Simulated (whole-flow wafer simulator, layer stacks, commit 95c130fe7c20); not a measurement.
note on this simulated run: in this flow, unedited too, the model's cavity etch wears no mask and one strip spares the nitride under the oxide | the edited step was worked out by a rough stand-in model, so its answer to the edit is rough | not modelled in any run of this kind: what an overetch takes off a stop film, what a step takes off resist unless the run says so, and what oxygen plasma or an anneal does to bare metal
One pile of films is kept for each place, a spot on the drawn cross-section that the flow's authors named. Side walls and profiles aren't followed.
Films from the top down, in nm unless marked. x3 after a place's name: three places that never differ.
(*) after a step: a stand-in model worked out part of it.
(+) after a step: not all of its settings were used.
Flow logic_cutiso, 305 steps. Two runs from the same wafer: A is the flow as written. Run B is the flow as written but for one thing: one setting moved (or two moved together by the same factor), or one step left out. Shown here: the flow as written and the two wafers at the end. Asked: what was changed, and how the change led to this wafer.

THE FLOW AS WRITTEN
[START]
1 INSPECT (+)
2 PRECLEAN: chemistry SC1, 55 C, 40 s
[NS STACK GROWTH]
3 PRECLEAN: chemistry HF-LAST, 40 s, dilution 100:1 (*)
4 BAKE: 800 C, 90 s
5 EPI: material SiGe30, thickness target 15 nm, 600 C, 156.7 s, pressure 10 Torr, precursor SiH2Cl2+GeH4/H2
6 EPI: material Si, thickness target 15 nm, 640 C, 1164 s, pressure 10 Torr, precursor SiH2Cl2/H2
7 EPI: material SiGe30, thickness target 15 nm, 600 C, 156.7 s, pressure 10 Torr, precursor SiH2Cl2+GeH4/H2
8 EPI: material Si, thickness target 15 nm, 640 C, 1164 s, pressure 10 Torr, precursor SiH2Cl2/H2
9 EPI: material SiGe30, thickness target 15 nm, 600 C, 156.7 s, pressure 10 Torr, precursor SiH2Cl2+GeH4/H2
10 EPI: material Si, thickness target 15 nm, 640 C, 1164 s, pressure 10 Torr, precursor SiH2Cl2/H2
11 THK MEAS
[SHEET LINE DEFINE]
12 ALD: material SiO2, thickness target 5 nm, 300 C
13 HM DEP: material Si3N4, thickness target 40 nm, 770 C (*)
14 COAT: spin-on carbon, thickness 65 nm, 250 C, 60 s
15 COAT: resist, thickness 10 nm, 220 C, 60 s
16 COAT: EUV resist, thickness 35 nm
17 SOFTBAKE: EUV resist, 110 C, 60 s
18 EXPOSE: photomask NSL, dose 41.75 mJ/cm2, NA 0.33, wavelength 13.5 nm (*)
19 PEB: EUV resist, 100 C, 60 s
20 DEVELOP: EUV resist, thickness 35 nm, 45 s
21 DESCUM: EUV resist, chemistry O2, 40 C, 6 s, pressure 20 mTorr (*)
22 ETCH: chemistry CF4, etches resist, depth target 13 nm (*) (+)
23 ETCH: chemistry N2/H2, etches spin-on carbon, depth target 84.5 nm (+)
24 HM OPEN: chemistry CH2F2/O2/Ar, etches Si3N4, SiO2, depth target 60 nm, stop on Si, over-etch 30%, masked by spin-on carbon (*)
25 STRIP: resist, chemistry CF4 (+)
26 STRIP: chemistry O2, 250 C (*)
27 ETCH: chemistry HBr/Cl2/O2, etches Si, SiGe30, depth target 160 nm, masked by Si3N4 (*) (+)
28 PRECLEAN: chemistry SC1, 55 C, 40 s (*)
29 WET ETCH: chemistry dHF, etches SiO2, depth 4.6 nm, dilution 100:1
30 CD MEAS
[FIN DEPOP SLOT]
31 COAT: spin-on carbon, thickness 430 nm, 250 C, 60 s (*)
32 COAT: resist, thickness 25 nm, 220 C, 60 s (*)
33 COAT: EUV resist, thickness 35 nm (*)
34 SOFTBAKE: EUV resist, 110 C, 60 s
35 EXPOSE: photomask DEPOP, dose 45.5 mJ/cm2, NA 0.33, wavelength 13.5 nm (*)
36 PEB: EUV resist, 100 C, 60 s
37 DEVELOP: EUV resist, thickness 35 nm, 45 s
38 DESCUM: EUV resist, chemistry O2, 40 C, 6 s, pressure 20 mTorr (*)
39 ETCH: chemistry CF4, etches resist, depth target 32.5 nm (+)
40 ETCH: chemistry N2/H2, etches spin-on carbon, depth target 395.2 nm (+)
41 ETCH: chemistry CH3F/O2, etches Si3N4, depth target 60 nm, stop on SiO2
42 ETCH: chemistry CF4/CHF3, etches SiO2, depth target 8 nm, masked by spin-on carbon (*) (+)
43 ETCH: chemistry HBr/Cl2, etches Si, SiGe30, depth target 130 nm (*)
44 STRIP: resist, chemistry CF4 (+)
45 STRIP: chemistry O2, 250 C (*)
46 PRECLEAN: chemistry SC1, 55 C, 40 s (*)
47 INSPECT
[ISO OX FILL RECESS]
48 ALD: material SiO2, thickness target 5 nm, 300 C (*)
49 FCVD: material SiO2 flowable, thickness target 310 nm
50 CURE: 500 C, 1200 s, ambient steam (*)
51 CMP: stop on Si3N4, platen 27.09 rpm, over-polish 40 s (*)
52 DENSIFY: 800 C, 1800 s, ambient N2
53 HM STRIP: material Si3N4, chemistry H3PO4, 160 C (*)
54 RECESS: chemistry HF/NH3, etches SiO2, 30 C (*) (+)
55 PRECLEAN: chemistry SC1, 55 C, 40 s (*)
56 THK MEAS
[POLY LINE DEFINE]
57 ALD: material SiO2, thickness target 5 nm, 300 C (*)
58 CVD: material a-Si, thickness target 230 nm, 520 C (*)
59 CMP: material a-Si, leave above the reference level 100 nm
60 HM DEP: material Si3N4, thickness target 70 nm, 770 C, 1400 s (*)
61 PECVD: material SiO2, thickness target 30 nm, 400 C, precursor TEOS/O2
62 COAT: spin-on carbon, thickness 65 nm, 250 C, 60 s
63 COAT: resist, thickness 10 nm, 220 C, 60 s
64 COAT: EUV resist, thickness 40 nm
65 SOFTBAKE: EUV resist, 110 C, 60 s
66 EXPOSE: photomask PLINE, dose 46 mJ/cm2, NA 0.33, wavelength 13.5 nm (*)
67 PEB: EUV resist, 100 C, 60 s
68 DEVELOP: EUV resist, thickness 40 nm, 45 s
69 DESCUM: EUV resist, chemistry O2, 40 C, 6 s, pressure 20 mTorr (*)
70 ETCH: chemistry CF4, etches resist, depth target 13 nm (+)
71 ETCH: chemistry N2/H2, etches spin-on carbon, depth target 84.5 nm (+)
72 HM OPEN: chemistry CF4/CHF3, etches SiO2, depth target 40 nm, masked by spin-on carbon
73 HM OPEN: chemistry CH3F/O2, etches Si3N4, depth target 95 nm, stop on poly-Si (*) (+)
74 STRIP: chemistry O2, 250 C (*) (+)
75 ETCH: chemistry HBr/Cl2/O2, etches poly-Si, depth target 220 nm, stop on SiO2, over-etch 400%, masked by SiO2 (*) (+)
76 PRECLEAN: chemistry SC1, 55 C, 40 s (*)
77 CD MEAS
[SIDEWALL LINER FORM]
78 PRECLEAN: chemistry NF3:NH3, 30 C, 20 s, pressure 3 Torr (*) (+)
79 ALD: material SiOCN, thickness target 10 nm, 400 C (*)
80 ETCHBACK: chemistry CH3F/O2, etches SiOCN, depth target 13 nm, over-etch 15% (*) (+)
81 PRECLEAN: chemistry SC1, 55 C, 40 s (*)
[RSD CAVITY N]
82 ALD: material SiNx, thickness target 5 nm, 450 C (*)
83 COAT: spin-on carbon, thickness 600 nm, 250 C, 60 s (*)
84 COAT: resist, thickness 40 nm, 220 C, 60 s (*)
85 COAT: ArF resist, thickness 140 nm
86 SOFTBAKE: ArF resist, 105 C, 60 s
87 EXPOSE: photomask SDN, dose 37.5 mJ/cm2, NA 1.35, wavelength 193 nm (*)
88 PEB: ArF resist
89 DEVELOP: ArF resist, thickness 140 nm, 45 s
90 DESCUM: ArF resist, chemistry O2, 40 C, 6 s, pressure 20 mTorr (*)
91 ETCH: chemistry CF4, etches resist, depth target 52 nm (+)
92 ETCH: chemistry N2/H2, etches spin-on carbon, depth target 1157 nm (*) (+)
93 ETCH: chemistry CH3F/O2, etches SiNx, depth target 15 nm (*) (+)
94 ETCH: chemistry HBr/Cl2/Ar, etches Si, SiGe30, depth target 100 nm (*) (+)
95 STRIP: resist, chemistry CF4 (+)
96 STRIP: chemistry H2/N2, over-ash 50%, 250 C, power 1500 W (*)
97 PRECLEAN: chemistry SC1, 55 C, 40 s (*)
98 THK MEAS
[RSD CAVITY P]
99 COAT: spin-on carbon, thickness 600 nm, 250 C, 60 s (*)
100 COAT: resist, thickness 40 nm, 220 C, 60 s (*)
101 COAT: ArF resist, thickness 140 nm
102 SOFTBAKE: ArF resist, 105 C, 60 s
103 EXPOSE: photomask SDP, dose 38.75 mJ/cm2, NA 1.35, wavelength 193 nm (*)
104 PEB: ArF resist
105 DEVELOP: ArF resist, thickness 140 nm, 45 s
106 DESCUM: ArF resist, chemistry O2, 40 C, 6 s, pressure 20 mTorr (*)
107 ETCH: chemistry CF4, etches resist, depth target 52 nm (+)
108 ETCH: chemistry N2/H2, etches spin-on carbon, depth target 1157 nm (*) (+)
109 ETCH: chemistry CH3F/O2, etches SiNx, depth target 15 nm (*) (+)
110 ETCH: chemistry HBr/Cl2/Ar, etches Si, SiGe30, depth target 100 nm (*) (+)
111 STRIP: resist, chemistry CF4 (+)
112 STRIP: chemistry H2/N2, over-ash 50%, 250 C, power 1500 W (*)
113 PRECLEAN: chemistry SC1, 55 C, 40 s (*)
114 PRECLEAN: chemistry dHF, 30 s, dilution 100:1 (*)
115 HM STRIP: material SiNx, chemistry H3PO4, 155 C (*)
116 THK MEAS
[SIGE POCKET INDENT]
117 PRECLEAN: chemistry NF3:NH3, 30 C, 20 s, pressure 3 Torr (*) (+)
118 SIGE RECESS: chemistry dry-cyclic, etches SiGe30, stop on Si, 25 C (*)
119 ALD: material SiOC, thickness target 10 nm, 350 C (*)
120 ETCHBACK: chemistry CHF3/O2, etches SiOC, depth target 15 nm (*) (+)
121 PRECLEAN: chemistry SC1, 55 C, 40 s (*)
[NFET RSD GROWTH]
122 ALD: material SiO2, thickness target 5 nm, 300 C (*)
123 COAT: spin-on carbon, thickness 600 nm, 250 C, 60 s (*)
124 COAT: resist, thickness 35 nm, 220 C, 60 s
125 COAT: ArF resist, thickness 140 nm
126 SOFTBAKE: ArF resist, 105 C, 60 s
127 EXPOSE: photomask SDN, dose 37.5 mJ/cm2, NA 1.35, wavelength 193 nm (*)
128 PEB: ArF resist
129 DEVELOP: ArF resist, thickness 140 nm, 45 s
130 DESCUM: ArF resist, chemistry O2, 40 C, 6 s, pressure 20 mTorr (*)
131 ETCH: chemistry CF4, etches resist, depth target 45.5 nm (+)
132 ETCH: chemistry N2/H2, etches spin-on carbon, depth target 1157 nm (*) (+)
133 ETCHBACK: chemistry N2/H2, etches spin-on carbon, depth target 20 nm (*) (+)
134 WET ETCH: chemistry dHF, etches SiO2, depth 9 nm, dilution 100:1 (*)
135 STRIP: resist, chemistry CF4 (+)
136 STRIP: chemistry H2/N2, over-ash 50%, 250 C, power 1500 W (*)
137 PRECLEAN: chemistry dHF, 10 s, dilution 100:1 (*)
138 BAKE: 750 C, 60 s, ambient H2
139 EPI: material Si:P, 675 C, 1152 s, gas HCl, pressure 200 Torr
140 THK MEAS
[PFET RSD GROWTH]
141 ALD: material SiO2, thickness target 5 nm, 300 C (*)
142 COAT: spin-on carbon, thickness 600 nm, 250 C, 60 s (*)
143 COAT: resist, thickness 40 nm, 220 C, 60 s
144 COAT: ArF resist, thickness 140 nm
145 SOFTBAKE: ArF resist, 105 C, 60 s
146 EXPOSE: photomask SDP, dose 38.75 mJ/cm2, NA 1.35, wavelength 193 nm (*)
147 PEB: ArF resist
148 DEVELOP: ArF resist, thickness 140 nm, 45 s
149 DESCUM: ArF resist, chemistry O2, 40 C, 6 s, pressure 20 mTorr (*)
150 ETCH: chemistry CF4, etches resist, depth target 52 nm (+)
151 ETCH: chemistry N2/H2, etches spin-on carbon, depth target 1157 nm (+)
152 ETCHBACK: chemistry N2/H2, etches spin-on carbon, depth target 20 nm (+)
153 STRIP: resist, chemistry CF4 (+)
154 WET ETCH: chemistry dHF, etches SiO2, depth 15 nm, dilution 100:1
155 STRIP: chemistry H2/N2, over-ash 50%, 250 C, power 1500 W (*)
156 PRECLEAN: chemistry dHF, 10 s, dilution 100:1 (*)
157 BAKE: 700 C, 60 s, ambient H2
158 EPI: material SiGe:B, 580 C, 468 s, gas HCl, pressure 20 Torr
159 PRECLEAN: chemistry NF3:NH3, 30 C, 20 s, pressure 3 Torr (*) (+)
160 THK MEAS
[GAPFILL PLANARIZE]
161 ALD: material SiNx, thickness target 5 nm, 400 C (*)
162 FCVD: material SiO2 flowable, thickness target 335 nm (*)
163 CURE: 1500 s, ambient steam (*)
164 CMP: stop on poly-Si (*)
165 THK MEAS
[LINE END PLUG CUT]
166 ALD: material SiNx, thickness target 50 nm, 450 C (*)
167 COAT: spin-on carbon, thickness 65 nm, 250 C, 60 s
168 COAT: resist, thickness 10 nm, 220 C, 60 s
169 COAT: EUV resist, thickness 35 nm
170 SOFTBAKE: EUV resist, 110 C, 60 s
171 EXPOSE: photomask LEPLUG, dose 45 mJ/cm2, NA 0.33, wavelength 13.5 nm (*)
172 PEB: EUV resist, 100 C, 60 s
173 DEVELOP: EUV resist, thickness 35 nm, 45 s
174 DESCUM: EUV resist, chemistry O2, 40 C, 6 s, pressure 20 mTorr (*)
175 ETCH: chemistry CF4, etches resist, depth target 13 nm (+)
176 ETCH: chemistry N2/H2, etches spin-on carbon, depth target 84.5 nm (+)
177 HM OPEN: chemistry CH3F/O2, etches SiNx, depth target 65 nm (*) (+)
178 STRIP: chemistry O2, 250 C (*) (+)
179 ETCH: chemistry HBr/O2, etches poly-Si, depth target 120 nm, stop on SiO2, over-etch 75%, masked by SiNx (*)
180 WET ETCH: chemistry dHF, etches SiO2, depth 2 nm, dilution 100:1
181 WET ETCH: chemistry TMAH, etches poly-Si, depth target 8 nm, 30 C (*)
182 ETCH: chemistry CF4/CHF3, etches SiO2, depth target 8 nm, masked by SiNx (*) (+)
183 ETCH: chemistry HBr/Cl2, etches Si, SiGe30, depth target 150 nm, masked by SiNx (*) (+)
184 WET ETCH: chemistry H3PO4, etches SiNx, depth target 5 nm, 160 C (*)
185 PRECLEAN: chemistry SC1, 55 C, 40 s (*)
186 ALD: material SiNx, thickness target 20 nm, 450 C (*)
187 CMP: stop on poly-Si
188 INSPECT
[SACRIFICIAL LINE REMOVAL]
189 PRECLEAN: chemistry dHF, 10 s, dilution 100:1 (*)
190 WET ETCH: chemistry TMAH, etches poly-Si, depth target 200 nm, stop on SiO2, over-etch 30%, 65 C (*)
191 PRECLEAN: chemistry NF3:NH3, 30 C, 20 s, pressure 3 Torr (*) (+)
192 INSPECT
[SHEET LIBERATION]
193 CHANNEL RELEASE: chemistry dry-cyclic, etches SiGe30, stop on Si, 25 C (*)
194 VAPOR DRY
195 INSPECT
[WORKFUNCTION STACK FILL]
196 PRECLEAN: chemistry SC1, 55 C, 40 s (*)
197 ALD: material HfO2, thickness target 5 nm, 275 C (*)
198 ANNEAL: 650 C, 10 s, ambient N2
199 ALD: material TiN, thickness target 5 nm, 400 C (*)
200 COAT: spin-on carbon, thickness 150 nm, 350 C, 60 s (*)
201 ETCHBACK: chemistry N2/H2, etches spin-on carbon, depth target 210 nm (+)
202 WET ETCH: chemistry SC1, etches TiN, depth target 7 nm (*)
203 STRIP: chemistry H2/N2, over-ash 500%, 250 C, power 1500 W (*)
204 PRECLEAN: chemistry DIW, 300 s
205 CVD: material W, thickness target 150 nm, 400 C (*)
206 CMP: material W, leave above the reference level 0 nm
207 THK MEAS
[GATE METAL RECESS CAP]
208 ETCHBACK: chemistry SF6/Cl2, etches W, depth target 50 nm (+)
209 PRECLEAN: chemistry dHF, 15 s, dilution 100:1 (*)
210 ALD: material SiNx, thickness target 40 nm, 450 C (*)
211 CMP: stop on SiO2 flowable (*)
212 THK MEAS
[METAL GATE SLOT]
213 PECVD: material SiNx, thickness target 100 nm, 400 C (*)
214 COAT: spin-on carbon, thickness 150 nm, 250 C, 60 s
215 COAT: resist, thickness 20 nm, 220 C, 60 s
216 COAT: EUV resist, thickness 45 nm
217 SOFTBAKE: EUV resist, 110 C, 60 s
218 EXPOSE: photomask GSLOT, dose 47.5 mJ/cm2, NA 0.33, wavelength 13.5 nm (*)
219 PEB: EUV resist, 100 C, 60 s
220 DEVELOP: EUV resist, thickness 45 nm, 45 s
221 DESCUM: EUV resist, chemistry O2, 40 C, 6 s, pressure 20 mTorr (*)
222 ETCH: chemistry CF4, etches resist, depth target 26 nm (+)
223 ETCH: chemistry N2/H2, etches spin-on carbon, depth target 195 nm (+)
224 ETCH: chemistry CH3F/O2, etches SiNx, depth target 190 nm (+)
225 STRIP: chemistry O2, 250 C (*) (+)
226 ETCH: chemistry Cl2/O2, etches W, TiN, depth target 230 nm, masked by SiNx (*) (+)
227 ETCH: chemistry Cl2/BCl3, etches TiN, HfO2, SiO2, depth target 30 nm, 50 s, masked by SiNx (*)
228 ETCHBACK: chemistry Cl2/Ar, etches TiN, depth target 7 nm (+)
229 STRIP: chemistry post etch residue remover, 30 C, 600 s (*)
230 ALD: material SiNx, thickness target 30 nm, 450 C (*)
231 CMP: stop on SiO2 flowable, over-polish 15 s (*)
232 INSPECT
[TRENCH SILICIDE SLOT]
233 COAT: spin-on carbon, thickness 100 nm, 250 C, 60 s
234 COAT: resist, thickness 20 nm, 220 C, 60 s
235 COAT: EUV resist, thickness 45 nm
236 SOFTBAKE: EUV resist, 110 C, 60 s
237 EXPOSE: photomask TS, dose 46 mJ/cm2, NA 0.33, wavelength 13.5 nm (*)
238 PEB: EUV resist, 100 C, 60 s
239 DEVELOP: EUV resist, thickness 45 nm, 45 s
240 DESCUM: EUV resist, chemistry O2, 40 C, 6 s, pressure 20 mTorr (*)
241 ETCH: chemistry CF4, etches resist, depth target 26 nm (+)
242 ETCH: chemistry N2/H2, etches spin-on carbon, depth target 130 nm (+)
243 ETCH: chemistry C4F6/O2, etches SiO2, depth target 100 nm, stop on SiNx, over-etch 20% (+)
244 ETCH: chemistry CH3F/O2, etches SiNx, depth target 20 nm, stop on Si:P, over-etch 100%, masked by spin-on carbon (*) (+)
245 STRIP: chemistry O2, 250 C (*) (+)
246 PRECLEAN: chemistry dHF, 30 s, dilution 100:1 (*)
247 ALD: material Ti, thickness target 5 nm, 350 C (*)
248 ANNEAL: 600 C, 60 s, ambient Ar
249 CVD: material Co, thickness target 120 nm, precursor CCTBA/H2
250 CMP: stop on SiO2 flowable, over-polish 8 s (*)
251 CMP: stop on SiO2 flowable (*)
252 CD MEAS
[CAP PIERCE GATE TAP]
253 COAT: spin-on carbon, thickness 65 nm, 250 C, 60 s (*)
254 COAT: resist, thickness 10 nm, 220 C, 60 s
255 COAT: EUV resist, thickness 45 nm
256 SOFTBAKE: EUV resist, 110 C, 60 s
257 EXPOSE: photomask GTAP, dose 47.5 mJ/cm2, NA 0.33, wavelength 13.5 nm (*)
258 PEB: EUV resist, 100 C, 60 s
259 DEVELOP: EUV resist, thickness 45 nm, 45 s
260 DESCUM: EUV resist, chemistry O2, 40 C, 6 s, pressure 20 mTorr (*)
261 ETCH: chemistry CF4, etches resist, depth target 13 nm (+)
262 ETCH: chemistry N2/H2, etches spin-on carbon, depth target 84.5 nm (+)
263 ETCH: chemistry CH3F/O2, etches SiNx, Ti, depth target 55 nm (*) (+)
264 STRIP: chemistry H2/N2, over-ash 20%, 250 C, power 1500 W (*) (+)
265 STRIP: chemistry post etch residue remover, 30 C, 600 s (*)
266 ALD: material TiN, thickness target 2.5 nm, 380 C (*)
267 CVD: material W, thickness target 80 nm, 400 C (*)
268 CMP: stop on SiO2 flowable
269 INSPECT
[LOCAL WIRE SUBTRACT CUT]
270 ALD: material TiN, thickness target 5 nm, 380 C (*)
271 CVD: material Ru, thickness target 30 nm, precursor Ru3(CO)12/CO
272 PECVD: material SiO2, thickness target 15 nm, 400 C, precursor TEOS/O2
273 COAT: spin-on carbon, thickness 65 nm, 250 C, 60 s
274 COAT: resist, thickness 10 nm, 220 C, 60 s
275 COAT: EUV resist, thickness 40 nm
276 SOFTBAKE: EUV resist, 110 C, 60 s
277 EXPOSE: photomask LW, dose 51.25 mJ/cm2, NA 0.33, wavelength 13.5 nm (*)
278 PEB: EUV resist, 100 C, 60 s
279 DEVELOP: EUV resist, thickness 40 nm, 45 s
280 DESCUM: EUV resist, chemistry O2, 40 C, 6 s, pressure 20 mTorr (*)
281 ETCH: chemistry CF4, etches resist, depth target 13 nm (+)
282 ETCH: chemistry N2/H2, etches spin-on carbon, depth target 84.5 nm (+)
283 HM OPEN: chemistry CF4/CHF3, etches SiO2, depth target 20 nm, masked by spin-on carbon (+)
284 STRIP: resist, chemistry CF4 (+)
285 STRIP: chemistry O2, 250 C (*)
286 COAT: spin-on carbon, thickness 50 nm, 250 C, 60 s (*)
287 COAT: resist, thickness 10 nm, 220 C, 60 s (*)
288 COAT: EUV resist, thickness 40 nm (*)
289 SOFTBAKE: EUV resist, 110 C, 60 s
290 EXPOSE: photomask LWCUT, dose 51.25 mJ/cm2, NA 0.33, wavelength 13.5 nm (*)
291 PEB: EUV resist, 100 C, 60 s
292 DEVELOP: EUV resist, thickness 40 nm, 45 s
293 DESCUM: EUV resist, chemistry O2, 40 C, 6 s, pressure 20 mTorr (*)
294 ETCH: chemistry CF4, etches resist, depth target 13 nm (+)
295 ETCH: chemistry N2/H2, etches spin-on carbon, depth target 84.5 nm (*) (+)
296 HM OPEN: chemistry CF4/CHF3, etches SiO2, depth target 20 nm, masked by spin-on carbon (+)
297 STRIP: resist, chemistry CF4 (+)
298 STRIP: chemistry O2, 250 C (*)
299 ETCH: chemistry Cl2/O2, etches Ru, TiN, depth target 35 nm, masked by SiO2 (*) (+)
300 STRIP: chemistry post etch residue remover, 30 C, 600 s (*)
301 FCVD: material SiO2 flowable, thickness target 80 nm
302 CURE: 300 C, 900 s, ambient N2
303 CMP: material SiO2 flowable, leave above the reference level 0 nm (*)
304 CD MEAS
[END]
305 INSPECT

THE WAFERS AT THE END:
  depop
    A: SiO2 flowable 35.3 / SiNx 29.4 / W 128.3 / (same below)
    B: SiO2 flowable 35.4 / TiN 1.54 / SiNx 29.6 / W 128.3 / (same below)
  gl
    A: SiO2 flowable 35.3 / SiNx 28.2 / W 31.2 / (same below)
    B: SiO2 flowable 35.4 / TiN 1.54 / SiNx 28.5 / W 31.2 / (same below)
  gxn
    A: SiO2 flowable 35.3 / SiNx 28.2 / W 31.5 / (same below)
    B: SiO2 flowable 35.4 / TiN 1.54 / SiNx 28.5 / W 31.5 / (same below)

The cause: step 270, ALD: thickness target 6.9 nm was run, where the flow has thickness target 5 nm.

How the change led to this, step by step:
  270 ALD: material TiN, thickness target 5 nm, 380 C (*)
      depop, dpovl, gfld and 19 more: A TiN +5 (new film) | B TiN +6.9 (new film)
  299 ETCH: chemistry Cl2/O2, etches Ru, TiN, depth target 35 nm, masked by SiO2 (*) (+)
      depop, dpovl, gfld and 14 more: A Ru -29.6 (all of it), TiN -5 (all of it) | B Ru -29.6 (all of it), TiN -5.36
      rsdw: A Ru -29.6 (all of it), TiN -5 (all of it) | B Ru -29.6 (all of it), TiN -5.35
  301 FCVD: material SiO2 flowable, thickness target 80 nm
      iso, rsdx: A SiO2 flowable +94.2 | B SiO2 flowable +94.3 (new film)
Counting metal films that touch as one body, depop has 2 bodies (between them, from the top down: SiNx 29.6); the flow as written gives 1 body.
Counting metal films that touch as one body, gl has 5 bodies (between them, from the top down: SiNx 28.5; HfO2 5 / chemical SiO2 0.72 / Si 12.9 / chemical SiO2 0.8 / HfO2 5; HfO2 5 / chemical SiO2 0.8 / Si 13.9 / chemical SiO2 0.8 / HfO2 5; HfO2 5 / chemical SiO2 0.8 / Si 13.9 / chemical SiO2 0.8 / HfO2 5); the flow as written gives 4 bodies (between them, from the top down: HfO2 5 / chemical SiO2 0.72 / Si 12.9 / chemical SiO2 0.8 / HfO2 5; HfO2 5 / chemical SiO2 0.8 / Si 13.9 / chemical SiO2 0.8 / HfO2 5; HfO2 5 / chemical SiO2 0.8 / Si 13.9 / chemical SiO2 0.8 / HfO2 5).
Counting metal films that touch as one body, gxn has 5 bodies (between them, from the top down: SiNx 28.5; HfO2 5 / chemical SiO2 0.72 / Si 12.9 / chemical SiO2 0.8 / HfO2 5; HfO2 5 / chemical SiO2 0.8 / Si 13.9 / chemical SiO2 0.8 / HfO2 5; HfO2 5 / chemical SiO2 0.8 / Si 13.9 / chemical SiO2 0.8 / HfO2 5); the flow as written gives 4 bodies (between them, from the top down: HfO2 5 / chemical SiO2 0.72 / Si 12.9 / chemical SiO2 0.8 / HfO2 5; HfO2 5 / chemical SiO2 0.8 / Si 13.9 / chemical SiO2 0.8 / HfO2 5; HfO2 5 / chemical SiO2 0.8 / Si 13.9 / chemical SiO2 0.8 / HfO2 5).
